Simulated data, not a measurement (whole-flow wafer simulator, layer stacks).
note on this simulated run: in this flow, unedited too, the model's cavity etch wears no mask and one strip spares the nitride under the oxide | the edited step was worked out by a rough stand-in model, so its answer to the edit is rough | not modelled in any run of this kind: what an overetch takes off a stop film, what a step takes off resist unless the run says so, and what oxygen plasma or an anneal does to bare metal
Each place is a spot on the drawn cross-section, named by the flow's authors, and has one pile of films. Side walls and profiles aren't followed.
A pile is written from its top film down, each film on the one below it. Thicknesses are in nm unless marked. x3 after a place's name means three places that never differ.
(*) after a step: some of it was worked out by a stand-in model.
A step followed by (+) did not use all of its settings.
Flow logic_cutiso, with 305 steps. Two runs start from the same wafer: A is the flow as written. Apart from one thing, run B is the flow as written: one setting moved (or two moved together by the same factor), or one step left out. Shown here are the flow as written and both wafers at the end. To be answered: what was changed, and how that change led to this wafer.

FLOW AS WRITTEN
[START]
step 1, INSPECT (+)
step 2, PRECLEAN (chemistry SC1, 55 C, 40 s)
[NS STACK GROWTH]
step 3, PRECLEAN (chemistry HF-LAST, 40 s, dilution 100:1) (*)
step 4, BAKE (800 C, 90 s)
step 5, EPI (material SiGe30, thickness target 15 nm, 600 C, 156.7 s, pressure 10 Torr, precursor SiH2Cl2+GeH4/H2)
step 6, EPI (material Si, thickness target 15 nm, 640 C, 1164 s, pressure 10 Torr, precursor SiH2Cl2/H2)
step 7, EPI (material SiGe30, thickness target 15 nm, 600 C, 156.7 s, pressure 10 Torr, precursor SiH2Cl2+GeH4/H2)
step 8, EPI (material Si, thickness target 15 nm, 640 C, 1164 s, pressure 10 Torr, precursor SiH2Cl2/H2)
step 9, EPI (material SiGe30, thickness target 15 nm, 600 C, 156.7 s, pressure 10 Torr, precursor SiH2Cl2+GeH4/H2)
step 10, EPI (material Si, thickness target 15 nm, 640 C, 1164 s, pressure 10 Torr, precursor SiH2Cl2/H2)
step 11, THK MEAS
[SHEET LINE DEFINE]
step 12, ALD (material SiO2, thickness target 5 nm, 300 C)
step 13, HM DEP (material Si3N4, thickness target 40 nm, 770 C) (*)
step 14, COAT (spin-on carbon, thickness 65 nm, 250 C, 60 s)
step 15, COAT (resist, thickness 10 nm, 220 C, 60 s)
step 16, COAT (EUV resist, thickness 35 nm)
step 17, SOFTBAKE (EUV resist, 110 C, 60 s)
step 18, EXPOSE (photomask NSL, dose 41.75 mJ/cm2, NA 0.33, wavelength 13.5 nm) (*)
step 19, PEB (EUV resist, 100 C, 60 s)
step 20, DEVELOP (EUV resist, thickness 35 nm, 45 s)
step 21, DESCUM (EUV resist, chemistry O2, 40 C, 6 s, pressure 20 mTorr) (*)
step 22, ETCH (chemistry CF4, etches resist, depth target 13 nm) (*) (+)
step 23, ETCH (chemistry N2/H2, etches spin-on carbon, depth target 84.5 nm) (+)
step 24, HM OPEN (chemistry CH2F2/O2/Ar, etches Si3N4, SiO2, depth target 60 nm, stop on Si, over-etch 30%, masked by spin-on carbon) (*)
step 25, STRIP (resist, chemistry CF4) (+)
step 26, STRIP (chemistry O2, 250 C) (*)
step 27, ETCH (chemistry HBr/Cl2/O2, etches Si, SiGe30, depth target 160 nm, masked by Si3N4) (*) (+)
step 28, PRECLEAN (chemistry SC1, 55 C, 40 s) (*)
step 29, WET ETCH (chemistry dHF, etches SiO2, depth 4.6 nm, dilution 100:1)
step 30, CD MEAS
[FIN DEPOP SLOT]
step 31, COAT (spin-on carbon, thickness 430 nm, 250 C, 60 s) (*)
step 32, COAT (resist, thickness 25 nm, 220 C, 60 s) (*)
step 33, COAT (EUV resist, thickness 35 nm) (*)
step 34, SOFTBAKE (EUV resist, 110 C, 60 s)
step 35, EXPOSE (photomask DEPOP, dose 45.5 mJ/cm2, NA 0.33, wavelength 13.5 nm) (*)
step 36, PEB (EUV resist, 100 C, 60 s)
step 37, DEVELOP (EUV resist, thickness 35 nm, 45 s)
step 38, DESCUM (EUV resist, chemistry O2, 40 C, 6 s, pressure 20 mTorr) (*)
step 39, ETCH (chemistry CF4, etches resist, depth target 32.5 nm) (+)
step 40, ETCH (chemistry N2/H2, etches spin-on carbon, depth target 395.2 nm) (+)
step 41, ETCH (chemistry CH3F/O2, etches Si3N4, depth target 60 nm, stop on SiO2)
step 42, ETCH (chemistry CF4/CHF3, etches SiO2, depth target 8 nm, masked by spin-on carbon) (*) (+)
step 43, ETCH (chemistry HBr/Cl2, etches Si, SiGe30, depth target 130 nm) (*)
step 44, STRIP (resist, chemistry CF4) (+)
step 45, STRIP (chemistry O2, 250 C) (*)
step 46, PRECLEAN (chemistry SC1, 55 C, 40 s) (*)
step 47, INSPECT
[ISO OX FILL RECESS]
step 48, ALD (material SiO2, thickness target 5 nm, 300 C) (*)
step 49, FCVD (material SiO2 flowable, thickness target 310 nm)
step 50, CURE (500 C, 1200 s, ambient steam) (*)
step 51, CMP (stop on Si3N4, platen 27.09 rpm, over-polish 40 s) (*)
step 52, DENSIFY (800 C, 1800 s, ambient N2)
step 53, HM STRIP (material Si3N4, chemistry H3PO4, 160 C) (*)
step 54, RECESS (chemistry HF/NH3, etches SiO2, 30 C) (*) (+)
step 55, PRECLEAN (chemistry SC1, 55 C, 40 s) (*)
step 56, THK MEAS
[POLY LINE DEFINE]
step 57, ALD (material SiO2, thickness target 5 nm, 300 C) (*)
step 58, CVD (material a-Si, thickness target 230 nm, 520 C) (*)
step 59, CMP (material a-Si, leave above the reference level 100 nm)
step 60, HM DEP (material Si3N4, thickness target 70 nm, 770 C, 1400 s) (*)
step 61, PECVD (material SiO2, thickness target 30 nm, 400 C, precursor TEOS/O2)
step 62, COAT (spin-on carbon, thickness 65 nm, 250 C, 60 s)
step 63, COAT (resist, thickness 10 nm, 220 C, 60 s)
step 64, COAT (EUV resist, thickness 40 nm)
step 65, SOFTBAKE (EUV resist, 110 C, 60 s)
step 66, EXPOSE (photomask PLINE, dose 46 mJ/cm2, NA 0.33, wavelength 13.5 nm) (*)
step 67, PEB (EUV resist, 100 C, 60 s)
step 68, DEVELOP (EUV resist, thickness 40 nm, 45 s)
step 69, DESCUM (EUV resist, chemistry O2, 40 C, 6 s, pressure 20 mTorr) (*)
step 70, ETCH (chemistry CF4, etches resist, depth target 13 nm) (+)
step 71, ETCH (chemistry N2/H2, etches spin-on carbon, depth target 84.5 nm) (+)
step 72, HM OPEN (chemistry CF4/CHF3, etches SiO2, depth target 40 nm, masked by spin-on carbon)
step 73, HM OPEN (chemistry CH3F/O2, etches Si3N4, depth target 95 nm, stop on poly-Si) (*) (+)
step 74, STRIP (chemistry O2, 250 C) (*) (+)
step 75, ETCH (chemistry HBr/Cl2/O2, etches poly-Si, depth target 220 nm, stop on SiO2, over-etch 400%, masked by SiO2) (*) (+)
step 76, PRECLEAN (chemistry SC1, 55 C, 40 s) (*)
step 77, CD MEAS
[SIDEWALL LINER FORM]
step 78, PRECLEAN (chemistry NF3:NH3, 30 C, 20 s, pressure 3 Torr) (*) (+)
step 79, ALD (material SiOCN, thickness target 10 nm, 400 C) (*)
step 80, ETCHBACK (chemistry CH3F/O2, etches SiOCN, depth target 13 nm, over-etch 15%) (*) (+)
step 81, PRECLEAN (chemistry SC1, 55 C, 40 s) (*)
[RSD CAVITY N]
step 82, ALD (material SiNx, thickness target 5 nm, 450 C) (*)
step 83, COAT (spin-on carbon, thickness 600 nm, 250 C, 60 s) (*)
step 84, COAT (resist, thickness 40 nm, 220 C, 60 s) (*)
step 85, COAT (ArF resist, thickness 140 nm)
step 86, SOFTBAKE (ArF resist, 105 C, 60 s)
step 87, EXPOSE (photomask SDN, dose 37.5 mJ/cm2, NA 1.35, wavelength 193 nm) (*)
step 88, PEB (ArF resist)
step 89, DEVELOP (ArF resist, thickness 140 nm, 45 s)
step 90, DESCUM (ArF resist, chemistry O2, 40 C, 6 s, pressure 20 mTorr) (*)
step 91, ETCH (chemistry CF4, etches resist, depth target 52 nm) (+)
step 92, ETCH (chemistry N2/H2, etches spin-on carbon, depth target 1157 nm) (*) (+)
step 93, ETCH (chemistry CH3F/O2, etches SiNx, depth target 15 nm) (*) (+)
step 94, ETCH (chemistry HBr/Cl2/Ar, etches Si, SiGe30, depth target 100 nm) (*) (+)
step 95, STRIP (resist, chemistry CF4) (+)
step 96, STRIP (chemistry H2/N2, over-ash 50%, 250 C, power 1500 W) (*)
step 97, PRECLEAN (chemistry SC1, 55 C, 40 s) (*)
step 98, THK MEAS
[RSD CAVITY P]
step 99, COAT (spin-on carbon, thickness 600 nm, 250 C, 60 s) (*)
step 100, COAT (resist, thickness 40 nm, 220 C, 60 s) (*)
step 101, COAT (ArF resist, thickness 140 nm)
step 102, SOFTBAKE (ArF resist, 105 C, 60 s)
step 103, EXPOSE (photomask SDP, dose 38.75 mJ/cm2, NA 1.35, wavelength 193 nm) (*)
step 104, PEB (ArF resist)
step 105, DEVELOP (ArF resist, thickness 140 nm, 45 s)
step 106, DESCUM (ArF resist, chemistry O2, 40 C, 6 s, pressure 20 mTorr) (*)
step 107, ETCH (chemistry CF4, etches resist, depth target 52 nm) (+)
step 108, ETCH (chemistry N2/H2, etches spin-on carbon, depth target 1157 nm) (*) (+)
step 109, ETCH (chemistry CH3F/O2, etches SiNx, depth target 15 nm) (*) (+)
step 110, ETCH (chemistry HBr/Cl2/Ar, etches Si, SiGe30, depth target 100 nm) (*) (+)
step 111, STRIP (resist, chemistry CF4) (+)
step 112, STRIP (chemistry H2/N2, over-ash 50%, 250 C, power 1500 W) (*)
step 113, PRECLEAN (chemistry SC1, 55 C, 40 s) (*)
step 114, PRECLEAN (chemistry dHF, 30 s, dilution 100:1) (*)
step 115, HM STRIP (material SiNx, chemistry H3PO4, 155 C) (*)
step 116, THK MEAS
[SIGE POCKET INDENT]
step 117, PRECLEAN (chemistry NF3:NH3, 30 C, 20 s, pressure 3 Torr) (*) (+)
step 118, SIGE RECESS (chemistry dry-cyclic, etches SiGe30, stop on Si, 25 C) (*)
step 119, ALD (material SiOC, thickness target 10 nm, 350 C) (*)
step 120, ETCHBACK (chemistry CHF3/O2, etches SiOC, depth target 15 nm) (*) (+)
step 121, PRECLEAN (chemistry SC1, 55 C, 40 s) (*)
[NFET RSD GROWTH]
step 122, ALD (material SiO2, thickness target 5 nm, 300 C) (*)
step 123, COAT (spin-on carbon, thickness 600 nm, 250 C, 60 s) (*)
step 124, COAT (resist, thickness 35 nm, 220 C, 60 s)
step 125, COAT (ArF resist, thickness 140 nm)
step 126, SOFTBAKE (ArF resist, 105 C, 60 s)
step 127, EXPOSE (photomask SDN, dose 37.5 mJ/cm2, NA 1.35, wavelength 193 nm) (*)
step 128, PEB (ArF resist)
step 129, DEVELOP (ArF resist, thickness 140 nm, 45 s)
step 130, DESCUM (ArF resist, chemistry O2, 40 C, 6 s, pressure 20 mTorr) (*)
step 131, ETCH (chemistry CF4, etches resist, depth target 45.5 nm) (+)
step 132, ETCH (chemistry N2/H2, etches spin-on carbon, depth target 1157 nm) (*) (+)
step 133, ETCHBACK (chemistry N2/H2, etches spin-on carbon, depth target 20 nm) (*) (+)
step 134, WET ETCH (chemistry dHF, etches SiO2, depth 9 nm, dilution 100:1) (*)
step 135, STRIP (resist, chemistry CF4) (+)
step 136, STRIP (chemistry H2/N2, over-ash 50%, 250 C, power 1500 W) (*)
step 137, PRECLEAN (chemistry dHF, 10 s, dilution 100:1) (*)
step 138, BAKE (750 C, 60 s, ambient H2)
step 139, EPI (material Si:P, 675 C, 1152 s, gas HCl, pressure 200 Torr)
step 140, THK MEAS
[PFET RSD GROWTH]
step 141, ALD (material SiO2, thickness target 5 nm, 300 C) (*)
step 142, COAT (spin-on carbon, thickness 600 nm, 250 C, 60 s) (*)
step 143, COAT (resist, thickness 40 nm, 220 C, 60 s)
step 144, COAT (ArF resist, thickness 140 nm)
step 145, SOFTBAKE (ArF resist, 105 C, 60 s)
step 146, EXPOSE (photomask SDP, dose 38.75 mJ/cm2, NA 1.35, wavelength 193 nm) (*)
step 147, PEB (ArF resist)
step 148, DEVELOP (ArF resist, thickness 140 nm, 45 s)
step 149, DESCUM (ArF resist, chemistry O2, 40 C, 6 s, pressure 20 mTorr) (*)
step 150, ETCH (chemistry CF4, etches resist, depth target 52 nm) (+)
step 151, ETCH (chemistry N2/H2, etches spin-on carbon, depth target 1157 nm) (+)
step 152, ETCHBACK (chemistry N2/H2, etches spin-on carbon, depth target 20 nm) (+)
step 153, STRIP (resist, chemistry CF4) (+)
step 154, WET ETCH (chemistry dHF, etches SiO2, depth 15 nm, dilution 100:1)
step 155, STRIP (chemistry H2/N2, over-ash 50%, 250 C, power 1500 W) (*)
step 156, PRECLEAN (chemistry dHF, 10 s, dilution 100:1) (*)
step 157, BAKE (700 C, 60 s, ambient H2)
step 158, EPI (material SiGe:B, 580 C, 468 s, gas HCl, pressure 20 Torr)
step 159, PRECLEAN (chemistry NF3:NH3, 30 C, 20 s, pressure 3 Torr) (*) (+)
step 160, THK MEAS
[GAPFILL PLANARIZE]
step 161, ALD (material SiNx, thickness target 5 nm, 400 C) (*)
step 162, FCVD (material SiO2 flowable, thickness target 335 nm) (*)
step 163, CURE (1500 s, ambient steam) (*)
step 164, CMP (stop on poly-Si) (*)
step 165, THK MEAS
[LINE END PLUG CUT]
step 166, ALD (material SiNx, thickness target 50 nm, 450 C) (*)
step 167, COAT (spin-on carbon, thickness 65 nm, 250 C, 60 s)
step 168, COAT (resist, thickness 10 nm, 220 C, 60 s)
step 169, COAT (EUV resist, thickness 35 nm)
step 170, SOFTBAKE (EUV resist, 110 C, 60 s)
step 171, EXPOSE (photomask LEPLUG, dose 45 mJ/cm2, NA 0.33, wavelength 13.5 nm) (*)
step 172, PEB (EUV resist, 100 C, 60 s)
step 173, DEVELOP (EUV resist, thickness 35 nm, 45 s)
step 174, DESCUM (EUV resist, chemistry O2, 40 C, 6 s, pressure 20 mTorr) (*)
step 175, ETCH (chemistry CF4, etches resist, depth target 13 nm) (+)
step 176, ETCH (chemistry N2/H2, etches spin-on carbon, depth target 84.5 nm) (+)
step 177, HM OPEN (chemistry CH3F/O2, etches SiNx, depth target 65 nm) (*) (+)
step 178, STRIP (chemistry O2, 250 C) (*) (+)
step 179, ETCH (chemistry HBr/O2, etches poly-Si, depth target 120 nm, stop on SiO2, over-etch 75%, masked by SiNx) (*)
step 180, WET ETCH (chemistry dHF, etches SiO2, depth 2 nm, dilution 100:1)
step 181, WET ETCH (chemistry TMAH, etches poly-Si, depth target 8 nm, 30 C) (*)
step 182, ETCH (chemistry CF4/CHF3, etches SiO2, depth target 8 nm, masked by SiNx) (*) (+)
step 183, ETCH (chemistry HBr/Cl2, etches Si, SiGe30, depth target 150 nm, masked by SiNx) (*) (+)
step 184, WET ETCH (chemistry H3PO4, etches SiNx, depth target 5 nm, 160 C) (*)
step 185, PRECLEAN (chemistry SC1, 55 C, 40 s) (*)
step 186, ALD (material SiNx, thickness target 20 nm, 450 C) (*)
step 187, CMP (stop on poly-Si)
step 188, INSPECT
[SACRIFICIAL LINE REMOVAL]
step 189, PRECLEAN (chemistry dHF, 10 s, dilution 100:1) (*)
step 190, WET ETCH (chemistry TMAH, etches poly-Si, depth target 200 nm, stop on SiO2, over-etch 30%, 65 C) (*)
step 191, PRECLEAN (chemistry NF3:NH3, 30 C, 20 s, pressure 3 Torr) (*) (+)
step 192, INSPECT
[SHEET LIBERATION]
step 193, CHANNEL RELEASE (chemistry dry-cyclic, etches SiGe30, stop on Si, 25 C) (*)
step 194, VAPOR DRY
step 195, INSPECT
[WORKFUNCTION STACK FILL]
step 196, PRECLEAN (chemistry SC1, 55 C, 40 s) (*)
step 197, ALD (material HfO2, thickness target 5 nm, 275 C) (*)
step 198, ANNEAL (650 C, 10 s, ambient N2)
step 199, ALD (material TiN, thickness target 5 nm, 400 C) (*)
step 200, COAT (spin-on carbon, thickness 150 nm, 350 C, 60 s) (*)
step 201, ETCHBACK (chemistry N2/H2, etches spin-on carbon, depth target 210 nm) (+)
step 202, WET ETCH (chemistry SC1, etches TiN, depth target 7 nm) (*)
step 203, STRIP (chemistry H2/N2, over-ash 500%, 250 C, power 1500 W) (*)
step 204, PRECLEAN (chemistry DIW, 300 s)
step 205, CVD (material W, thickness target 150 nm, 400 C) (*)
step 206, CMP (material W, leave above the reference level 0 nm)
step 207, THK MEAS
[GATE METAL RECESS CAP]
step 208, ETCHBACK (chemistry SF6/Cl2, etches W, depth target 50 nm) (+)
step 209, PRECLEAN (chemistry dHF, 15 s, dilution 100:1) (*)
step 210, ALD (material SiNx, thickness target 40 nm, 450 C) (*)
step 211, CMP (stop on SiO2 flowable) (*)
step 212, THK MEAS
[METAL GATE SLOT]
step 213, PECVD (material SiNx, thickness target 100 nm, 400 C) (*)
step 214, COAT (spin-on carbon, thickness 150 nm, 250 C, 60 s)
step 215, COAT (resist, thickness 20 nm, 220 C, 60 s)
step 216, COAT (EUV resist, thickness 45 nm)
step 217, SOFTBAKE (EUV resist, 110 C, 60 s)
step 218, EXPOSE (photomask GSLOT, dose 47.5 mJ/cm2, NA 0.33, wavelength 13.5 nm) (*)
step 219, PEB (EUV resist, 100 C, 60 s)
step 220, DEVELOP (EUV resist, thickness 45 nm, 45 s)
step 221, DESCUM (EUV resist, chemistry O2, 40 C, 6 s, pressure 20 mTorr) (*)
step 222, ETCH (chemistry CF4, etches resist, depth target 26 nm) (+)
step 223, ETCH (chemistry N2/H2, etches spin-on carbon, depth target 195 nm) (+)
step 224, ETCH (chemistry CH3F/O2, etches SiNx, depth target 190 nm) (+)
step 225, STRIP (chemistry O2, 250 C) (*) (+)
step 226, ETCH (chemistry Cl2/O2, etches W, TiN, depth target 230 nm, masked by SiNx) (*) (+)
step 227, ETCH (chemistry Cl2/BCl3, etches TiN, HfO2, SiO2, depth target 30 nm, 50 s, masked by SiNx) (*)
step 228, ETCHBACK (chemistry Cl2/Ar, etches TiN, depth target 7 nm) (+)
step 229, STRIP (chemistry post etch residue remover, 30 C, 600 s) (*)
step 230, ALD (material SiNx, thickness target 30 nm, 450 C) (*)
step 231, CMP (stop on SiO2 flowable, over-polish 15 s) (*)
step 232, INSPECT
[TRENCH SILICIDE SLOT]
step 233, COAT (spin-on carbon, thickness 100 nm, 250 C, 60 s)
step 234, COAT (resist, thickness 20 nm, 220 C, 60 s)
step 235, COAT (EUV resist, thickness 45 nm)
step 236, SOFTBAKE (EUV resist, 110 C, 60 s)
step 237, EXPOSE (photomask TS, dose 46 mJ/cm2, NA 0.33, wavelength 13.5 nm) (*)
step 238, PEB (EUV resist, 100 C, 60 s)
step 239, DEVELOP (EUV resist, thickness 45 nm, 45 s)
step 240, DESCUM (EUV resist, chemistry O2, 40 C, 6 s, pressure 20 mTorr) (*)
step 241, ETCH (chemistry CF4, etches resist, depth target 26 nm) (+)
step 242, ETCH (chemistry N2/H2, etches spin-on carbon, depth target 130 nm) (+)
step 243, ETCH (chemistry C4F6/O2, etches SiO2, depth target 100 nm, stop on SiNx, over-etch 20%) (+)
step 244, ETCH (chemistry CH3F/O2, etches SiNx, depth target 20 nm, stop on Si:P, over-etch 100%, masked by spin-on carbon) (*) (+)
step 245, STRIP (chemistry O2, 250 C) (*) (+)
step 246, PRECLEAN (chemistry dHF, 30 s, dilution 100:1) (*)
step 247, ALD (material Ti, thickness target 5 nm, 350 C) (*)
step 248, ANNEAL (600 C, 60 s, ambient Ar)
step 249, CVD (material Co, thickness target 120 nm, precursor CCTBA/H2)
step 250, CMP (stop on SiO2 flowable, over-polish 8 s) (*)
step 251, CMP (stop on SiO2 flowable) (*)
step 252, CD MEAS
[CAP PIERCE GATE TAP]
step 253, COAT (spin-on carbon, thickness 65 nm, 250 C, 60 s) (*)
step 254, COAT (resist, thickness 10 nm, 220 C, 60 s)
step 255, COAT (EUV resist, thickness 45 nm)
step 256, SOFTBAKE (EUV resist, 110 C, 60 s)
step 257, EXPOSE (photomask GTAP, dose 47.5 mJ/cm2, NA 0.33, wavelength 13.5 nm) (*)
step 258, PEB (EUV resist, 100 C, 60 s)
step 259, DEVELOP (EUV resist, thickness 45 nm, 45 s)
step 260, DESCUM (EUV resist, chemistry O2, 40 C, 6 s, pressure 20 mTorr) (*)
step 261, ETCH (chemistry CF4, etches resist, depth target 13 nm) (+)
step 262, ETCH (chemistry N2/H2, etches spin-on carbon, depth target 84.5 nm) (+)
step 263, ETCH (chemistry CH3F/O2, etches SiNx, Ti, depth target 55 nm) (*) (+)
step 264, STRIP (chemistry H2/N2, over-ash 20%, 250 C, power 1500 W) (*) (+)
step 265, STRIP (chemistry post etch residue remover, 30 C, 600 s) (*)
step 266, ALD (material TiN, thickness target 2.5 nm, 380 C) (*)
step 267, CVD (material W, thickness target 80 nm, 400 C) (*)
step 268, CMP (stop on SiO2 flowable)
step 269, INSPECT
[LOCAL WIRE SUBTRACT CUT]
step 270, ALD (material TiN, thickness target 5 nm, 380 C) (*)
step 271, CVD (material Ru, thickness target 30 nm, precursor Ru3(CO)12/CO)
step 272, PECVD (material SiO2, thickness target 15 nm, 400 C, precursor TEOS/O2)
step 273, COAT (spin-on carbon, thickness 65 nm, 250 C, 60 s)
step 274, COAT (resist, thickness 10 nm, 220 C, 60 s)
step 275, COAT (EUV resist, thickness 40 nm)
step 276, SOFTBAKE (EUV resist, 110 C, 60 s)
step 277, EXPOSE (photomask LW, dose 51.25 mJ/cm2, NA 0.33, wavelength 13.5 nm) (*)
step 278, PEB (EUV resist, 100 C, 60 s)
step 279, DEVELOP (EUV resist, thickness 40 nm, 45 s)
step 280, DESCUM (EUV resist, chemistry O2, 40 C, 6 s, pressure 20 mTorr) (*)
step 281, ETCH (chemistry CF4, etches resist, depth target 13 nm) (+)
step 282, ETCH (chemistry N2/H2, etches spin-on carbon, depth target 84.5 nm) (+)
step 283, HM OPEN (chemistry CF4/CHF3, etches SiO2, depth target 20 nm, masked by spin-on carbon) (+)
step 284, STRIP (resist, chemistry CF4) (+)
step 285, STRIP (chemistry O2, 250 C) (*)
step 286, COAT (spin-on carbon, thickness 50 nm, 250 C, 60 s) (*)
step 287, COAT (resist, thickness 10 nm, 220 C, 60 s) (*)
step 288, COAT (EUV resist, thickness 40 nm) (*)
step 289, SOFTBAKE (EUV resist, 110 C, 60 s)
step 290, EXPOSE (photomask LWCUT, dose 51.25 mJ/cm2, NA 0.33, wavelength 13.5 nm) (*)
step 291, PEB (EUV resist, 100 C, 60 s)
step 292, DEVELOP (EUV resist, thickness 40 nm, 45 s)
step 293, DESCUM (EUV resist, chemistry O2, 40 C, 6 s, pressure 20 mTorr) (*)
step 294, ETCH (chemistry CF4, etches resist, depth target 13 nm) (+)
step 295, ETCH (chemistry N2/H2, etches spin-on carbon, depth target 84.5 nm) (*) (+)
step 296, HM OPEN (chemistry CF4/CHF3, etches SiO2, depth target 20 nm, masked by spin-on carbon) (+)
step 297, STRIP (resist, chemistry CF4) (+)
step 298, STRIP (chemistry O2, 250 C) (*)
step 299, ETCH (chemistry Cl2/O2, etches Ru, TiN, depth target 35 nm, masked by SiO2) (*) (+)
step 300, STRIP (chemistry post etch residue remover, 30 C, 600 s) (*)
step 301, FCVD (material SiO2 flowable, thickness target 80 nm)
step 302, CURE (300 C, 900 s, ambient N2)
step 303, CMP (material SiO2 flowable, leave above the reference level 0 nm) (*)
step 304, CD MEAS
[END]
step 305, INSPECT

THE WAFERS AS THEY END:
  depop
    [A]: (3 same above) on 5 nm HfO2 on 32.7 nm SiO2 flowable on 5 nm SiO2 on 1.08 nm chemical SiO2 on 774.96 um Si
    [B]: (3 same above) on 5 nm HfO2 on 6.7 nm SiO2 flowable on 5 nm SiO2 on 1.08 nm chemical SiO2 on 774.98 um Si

The reason: step 43, ETCH: depth target 104 nm was run, whereas the flow has depth target 130 nm.

Step by step, how the change led to this:
  step 43, ETCH (chemistry HBr/Cl2, etches Si, SiGe30, depth target 130 nm) (*)
      dpovl, gl, glp and 16 more: A spin-on carbon loses 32 | B spin-on carbon loses 26.8
      depop: A Si loses 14 (all of it), SiGe30 loses 15 (all of it), Si loses 15 (all of it), SiGe30 loses 15 (all of it), Si loses 15 (all of it), SiGe30 loses 15 (all of it), Si loses 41 | B Si loses 14 (all of it), SiGe30 loses 15 (all of it), Si loses 15 (all of it), SiGe30 loses 15 (all of it), Si loses 15 (all of it), SiGe30 loses 15 (all of it), Si loses 15
      (and at 2 other places as well)
  step 45, STRIP (chemistry O2, 250 C) (*)
      dpovl: A chemical SiO2 gains 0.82 (new film), spin-on carbon loses 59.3 (all of it), Si loses 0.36 | B chemical SiO2 gains 0.82 (new film), spin-on carbon loses 64.5 (all of it), Si loses 0.36
  step 49, FCVD (material SiO2 flowable, thickness target 310 nm)
      depop: A SiO2 flowable gains 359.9 (new film) | B SiO2 flowable gains 336.6 (new film)
